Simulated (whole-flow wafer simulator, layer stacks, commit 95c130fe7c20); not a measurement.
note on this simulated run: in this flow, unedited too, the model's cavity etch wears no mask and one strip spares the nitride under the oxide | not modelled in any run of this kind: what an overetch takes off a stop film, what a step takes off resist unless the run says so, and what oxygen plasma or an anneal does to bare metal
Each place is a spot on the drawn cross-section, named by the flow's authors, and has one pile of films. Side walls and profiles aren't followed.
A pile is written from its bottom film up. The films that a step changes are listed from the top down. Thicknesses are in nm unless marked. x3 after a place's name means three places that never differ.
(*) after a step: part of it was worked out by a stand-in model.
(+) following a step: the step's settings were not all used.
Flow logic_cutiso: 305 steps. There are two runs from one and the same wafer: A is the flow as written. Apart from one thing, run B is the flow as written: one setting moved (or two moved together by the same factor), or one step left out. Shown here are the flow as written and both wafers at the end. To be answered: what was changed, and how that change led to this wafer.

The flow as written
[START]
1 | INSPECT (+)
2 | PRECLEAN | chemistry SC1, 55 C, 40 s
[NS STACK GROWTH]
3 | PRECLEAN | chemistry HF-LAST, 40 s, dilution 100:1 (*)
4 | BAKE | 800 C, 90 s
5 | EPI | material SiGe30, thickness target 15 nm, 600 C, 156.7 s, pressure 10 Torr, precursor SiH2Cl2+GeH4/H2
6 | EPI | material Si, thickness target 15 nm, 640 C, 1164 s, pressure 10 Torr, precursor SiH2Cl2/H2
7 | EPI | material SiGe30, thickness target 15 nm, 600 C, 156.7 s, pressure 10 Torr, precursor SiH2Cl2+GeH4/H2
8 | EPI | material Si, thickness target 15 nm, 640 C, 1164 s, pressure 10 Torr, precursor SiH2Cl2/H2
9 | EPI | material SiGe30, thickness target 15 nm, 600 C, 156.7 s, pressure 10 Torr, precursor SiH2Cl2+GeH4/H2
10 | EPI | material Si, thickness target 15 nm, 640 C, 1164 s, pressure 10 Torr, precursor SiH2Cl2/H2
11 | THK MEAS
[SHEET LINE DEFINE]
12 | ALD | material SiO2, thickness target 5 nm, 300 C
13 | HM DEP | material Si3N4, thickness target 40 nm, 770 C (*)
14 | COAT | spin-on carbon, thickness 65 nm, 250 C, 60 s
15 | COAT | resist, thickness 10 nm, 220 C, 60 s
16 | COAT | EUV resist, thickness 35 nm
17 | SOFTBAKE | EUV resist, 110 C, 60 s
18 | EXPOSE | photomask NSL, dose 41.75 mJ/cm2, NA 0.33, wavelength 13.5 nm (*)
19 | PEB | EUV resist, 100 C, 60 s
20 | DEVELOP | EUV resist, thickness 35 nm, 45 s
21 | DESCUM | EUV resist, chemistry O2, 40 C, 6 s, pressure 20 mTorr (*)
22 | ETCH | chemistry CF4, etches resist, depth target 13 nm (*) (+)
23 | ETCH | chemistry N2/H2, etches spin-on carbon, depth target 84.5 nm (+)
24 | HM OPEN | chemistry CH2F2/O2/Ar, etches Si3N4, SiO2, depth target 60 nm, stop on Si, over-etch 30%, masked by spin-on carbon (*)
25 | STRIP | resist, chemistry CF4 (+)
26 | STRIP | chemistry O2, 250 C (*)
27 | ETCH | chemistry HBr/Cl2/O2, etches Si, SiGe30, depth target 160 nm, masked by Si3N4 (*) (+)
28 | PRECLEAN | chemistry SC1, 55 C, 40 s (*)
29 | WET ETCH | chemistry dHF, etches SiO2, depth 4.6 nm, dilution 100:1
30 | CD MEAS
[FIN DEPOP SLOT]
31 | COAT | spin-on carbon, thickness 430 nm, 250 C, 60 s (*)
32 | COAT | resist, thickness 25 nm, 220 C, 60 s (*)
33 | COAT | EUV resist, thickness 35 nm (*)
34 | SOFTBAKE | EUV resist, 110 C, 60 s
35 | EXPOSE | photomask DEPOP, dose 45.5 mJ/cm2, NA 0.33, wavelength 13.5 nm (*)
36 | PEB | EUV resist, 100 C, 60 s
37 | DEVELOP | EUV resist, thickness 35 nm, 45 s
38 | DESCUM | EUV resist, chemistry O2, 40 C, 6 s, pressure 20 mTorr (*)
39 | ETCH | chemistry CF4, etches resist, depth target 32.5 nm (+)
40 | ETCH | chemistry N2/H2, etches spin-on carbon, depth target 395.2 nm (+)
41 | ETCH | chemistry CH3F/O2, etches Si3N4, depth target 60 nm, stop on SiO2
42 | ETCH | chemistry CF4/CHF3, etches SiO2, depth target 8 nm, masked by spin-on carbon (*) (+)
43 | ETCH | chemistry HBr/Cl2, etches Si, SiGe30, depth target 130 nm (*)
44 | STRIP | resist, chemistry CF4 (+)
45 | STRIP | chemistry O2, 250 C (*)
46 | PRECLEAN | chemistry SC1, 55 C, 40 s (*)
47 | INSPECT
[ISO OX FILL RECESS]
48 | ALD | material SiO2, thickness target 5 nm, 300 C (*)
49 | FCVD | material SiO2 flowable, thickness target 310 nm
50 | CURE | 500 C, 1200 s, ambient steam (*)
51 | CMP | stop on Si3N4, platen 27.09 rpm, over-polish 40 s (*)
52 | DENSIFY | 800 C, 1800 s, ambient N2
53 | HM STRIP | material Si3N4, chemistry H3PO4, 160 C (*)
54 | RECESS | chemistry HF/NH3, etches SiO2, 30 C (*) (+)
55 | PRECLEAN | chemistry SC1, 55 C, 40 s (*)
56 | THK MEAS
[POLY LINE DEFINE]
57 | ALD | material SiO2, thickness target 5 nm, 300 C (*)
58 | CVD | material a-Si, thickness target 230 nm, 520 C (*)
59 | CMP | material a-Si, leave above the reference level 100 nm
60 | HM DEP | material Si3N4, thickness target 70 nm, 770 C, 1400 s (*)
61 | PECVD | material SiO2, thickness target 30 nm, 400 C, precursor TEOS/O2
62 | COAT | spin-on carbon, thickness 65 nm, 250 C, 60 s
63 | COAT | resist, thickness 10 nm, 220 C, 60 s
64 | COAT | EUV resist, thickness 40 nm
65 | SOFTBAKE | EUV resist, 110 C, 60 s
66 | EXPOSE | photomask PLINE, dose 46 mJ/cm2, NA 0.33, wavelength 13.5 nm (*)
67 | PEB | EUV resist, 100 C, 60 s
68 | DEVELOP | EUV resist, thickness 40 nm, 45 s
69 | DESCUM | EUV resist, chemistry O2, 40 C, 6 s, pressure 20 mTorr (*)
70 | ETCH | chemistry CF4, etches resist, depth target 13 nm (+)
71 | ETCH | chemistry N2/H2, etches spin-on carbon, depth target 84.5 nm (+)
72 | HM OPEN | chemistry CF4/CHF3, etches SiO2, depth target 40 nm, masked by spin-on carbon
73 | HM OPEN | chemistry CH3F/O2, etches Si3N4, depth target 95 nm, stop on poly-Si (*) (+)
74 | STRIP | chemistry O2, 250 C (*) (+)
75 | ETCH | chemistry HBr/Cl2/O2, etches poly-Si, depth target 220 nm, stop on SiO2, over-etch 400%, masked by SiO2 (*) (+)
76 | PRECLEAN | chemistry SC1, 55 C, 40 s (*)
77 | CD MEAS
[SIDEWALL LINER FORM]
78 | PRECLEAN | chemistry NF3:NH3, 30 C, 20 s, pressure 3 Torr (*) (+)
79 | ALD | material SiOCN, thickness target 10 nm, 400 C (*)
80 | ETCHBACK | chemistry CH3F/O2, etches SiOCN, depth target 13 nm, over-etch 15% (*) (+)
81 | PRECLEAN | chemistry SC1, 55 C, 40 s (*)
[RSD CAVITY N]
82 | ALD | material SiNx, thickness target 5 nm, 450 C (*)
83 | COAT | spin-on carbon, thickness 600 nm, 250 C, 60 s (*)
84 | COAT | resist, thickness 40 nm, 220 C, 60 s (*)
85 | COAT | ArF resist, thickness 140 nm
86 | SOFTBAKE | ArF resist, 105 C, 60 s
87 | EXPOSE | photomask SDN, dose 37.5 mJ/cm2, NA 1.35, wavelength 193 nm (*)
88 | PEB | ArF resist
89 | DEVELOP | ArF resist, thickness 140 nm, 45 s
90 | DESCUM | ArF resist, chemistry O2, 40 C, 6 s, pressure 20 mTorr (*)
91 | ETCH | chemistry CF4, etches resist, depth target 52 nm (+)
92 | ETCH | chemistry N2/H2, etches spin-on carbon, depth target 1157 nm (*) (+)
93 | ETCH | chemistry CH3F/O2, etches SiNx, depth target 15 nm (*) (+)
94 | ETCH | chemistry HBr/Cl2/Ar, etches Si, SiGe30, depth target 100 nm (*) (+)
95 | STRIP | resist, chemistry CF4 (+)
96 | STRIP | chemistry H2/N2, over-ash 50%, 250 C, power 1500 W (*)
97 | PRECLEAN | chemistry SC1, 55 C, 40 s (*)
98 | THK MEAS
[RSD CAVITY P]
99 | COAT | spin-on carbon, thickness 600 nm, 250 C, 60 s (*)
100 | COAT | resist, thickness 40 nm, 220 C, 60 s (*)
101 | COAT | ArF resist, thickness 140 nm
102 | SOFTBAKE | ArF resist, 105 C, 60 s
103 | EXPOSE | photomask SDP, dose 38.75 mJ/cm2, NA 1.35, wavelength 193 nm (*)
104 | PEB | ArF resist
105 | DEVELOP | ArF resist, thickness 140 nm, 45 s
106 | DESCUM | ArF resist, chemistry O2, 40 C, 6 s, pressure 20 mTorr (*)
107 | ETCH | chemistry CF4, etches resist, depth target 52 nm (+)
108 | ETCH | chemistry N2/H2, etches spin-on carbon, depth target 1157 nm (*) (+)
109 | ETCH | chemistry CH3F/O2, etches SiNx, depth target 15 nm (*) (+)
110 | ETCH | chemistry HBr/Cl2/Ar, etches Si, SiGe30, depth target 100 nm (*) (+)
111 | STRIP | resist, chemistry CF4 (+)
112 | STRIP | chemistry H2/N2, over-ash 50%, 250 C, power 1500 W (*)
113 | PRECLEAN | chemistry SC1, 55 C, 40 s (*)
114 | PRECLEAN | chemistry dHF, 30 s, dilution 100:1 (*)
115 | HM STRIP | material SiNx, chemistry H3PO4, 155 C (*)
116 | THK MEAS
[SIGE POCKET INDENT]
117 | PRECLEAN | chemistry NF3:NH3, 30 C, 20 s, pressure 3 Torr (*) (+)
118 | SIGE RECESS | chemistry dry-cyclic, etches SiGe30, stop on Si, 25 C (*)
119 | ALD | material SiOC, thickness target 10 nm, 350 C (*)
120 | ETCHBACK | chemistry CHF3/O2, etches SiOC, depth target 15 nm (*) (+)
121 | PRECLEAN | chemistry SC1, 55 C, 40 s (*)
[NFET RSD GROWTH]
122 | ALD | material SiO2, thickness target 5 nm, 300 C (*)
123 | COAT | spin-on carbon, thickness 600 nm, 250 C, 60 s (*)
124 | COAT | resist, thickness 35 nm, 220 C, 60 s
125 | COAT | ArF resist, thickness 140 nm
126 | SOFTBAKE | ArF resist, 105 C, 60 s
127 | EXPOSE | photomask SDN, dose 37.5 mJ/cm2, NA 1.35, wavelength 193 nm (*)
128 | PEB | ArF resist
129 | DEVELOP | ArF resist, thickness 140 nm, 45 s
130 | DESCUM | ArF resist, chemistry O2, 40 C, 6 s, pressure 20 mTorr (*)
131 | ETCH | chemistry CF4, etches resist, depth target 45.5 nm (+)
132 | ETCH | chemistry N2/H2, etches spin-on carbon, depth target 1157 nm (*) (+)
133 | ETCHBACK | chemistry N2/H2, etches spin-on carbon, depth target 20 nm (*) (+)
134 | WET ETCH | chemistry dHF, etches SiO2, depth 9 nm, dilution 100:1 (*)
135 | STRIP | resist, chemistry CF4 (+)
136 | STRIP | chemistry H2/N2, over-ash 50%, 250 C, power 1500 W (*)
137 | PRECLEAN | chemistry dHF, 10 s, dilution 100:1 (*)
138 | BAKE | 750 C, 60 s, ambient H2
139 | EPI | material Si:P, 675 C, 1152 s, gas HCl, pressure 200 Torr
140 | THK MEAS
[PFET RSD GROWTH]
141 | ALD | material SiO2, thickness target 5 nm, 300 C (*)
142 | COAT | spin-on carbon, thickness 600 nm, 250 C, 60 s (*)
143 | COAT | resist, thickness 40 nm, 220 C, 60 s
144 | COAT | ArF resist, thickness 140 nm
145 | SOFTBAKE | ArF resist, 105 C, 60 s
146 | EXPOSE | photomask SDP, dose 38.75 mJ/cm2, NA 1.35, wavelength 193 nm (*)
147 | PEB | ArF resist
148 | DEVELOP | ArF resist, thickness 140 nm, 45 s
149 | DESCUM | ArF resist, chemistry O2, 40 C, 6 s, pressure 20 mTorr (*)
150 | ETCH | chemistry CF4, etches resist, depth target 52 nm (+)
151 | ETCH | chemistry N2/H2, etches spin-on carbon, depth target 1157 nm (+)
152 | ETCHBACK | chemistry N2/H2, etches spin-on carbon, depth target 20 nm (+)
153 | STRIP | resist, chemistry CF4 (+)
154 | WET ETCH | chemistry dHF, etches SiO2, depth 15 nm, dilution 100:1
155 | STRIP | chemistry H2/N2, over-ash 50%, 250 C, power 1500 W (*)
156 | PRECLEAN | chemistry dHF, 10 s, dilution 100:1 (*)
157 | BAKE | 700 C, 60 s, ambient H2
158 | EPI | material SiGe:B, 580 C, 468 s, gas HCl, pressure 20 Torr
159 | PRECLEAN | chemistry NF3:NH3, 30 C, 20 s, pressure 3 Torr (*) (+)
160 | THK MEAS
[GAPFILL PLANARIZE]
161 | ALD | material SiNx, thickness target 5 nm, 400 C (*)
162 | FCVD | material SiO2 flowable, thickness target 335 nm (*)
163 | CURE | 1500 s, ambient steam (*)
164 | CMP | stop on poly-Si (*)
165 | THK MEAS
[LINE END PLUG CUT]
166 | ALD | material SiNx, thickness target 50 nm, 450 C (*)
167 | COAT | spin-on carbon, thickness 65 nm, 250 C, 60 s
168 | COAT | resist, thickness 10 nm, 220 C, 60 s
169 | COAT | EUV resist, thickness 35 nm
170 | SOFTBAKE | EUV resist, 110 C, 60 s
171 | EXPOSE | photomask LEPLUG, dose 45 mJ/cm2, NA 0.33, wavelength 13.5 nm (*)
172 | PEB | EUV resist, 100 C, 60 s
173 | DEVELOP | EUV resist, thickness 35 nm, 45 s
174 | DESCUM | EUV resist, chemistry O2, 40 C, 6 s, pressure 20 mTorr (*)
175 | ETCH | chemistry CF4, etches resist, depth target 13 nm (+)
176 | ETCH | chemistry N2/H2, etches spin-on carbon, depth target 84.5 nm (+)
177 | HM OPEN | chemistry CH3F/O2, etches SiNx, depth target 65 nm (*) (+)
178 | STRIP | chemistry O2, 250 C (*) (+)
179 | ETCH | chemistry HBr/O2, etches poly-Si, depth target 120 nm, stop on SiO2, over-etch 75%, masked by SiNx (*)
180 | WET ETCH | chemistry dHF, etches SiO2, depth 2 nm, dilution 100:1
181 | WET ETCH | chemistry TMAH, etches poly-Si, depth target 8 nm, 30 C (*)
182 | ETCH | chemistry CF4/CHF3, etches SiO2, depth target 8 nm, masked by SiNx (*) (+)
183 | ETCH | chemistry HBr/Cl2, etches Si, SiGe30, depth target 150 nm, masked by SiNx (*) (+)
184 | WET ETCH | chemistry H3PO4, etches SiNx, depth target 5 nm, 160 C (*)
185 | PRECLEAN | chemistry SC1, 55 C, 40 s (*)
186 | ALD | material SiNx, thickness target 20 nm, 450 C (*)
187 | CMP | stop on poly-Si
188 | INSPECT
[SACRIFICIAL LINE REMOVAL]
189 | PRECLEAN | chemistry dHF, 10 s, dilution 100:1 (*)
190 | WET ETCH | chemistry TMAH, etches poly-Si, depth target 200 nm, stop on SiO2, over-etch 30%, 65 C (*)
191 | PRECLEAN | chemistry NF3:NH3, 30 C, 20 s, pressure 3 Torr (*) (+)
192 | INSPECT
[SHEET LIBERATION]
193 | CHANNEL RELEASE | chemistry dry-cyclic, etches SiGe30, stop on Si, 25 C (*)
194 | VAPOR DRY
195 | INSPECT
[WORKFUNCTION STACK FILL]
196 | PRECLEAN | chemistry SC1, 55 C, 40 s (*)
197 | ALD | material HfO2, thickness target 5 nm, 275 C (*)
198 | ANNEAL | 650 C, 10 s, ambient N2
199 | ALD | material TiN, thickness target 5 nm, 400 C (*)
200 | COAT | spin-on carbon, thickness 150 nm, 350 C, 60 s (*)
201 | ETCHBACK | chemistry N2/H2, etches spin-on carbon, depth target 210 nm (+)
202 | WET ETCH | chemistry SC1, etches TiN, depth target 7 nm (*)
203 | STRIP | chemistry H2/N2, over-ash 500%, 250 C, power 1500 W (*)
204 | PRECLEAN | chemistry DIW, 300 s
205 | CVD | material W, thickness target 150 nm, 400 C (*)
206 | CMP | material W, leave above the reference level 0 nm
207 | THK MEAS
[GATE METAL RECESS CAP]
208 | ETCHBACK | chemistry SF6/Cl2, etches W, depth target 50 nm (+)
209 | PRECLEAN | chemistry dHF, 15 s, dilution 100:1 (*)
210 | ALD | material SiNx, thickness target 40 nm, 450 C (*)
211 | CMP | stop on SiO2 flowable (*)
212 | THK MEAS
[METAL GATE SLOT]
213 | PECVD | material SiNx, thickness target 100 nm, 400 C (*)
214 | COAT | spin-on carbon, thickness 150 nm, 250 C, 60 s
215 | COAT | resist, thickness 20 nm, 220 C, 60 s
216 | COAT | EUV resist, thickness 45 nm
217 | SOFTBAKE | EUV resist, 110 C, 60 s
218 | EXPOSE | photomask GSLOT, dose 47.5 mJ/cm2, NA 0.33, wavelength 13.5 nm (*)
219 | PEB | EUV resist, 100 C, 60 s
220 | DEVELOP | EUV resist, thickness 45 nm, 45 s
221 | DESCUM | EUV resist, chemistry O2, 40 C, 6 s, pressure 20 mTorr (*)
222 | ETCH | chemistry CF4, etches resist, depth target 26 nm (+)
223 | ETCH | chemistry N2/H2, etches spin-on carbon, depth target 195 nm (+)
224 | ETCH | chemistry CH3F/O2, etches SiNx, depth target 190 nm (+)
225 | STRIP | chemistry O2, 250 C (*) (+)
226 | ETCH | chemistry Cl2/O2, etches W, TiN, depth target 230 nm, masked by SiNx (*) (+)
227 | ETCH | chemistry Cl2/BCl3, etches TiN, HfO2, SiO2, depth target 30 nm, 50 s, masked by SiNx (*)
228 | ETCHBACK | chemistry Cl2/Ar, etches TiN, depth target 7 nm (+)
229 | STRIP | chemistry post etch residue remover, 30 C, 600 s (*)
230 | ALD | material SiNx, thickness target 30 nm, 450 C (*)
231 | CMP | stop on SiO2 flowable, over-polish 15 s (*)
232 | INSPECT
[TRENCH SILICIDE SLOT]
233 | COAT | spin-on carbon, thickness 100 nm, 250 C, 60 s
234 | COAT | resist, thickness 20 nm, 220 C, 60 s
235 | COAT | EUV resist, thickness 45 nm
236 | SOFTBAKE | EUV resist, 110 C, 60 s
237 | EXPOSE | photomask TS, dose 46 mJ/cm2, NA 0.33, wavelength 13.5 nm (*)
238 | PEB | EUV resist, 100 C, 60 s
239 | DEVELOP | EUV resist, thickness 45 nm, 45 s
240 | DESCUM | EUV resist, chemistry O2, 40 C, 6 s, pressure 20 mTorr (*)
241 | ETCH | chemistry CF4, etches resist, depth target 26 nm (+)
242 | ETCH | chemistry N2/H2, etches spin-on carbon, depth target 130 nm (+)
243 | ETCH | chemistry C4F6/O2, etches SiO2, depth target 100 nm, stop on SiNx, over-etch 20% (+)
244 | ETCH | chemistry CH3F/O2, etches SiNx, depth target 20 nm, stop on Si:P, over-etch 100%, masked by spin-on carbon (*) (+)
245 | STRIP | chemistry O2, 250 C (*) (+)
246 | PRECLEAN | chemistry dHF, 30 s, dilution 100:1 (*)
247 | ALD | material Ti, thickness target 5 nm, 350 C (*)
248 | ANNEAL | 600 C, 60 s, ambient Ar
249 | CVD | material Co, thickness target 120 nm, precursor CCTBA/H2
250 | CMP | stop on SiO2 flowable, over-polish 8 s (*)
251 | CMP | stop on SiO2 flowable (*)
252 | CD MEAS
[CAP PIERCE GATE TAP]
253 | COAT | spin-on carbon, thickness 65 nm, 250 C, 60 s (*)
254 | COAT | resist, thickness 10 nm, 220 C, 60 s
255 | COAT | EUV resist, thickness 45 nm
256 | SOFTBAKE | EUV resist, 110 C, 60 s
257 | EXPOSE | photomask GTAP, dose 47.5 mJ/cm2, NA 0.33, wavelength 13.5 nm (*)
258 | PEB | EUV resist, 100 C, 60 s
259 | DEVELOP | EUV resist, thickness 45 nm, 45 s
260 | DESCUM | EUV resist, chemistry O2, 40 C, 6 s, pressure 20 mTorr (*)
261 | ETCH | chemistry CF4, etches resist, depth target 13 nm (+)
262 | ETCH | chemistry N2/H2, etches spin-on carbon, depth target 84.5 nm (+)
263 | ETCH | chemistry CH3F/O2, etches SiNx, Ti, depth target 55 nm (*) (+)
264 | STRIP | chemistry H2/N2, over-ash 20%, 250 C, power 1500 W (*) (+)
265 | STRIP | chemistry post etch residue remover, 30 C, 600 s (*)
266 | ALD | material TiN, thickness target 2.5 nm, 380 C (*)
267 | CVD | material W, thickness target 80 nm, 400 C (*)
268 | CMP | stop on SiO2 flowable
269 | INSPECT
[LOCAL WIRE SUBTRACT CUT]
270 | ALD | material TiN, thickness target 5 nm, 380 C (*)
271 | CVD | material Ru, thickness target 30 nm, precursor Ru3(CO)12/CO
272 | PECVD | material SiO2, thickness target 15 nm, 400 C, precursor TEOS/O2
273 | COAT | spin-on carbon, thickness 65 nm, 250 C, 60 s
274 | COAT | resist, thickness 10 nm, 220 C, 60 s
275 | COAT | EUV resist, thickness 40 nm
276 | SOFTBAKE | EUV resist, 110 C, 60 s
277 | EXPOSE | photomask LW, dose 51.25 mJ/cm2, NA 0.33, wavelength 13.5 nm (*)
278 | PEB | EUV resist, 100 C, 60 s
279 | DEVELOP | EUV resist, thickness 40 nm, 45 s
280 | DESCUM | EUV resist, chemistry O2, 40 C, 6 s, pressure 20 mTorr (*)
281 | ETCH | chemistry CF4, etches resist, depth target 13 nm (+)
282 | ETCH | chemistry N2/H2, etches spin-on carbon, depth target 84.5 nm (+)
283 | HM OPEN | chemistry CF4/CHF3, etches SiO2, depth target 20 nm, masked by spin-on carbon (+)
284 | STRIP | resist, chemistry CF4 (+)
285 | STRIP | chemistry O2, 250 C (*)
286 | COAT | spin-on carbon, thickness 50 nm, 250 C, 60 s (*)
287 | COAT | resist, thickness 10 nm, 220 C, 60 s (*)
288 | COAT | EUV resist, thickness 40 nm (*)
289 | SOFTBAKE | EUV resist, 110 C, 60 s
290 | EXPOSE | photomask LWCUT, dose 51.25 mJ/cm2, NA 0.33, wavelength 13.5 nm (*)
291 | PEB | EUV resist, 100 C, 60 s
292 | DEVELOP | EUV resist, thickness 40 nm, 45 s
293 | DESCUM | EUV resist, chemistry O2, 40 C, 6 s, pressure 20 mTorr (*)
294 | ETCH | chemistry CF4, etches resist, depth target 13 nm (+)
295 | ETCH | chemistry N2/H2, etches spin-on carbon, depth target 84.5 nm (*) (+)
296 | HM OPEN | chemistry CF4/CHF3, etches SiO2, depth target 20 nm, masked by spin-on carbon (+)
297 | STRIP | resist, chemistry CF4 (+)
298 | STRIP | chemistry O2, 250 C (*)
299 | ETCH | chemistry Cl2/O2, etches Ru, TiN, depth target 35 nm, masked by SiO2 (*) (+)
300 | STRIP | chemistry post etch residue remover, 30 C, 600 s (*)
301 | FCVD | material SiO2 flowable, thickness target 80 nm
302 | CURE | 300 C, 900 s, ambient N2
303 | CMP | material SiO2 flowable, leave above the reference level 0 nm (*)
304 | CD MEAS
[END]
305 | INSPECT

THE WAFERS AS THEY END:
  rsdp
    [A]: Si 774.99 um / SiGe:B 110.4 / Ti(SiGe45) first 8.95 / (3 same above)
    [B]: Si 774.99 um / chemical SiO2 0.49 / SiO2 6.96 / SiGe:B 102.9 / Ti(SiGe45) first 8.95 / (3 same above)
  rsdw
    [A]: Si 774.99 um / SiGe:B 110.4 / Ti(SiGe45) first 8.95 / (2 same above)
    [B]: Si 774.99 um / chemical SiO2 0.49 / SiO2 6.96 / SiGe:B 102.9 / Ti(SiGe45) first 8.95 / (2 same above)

The reason: step 151, ETCH: depth target 752 nm was run, while the flow as written has depth target 1157 nm.

Step by step, how the change led to this:
  151 | ETCH | chemistry N2/H2, etches spin-on carbon, depth target 1157 nm (+)
      rsdp, rsdw: A -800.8 spin-on carbon (all of it) | B -752 spin-on carbon
      depop, dpovl, gfld and 14 more: A -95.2 ArF resist (all of it), -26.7 resist | B -95.2 ArF resist (all of it), -24.9 resist
      (also at 3 further places)
  152 | ETCHBACK | chemistry N2/H2, etches spin-on carbon, depth target 20 nm (+)
      rsdp, rsdw: A -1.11 SiO2 | B -20 spin-on carbon
  153 | STRIP | resist, chemistry CF4 (+)
      rsdp: A -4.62 SiO2 | B nothing
      rsdw: A -5.11 SiO2 | B nothing
      (also at 20 further places)
  154 | WET ETCH | chemistry dHF, etches SiO2, depth 15 nm, dilution 100:1
      rsdp: A -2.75 SiO2 (all of it), -0.49 chemical SiO2 (all of it) | B nothing
      rsdw: A -2.25 SiO2 (all of it), -0.49 chemical SiO2 (all of it) | B nothing
  155 | STRIP | chemistry H2/N2, over-ash 50%, 250 C, power 1500 W (*)
      rsdp, rsdw: A nothing | B -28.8 spin-on carbon (all of it)
  156 | PRECLEAN | chemistry dHF, 10 s, dilution 100:1 (*)
      rsdp, rsdw: A nothing | B -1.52 SiO2
  158 | EPI | material SiGe:B, 580 C, 468 s, gas HCl, pressure 20 Torr
      rsdp, rsdw: A +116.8 SiGe:B (new film) | B +109.4 SiGe:B (new film)
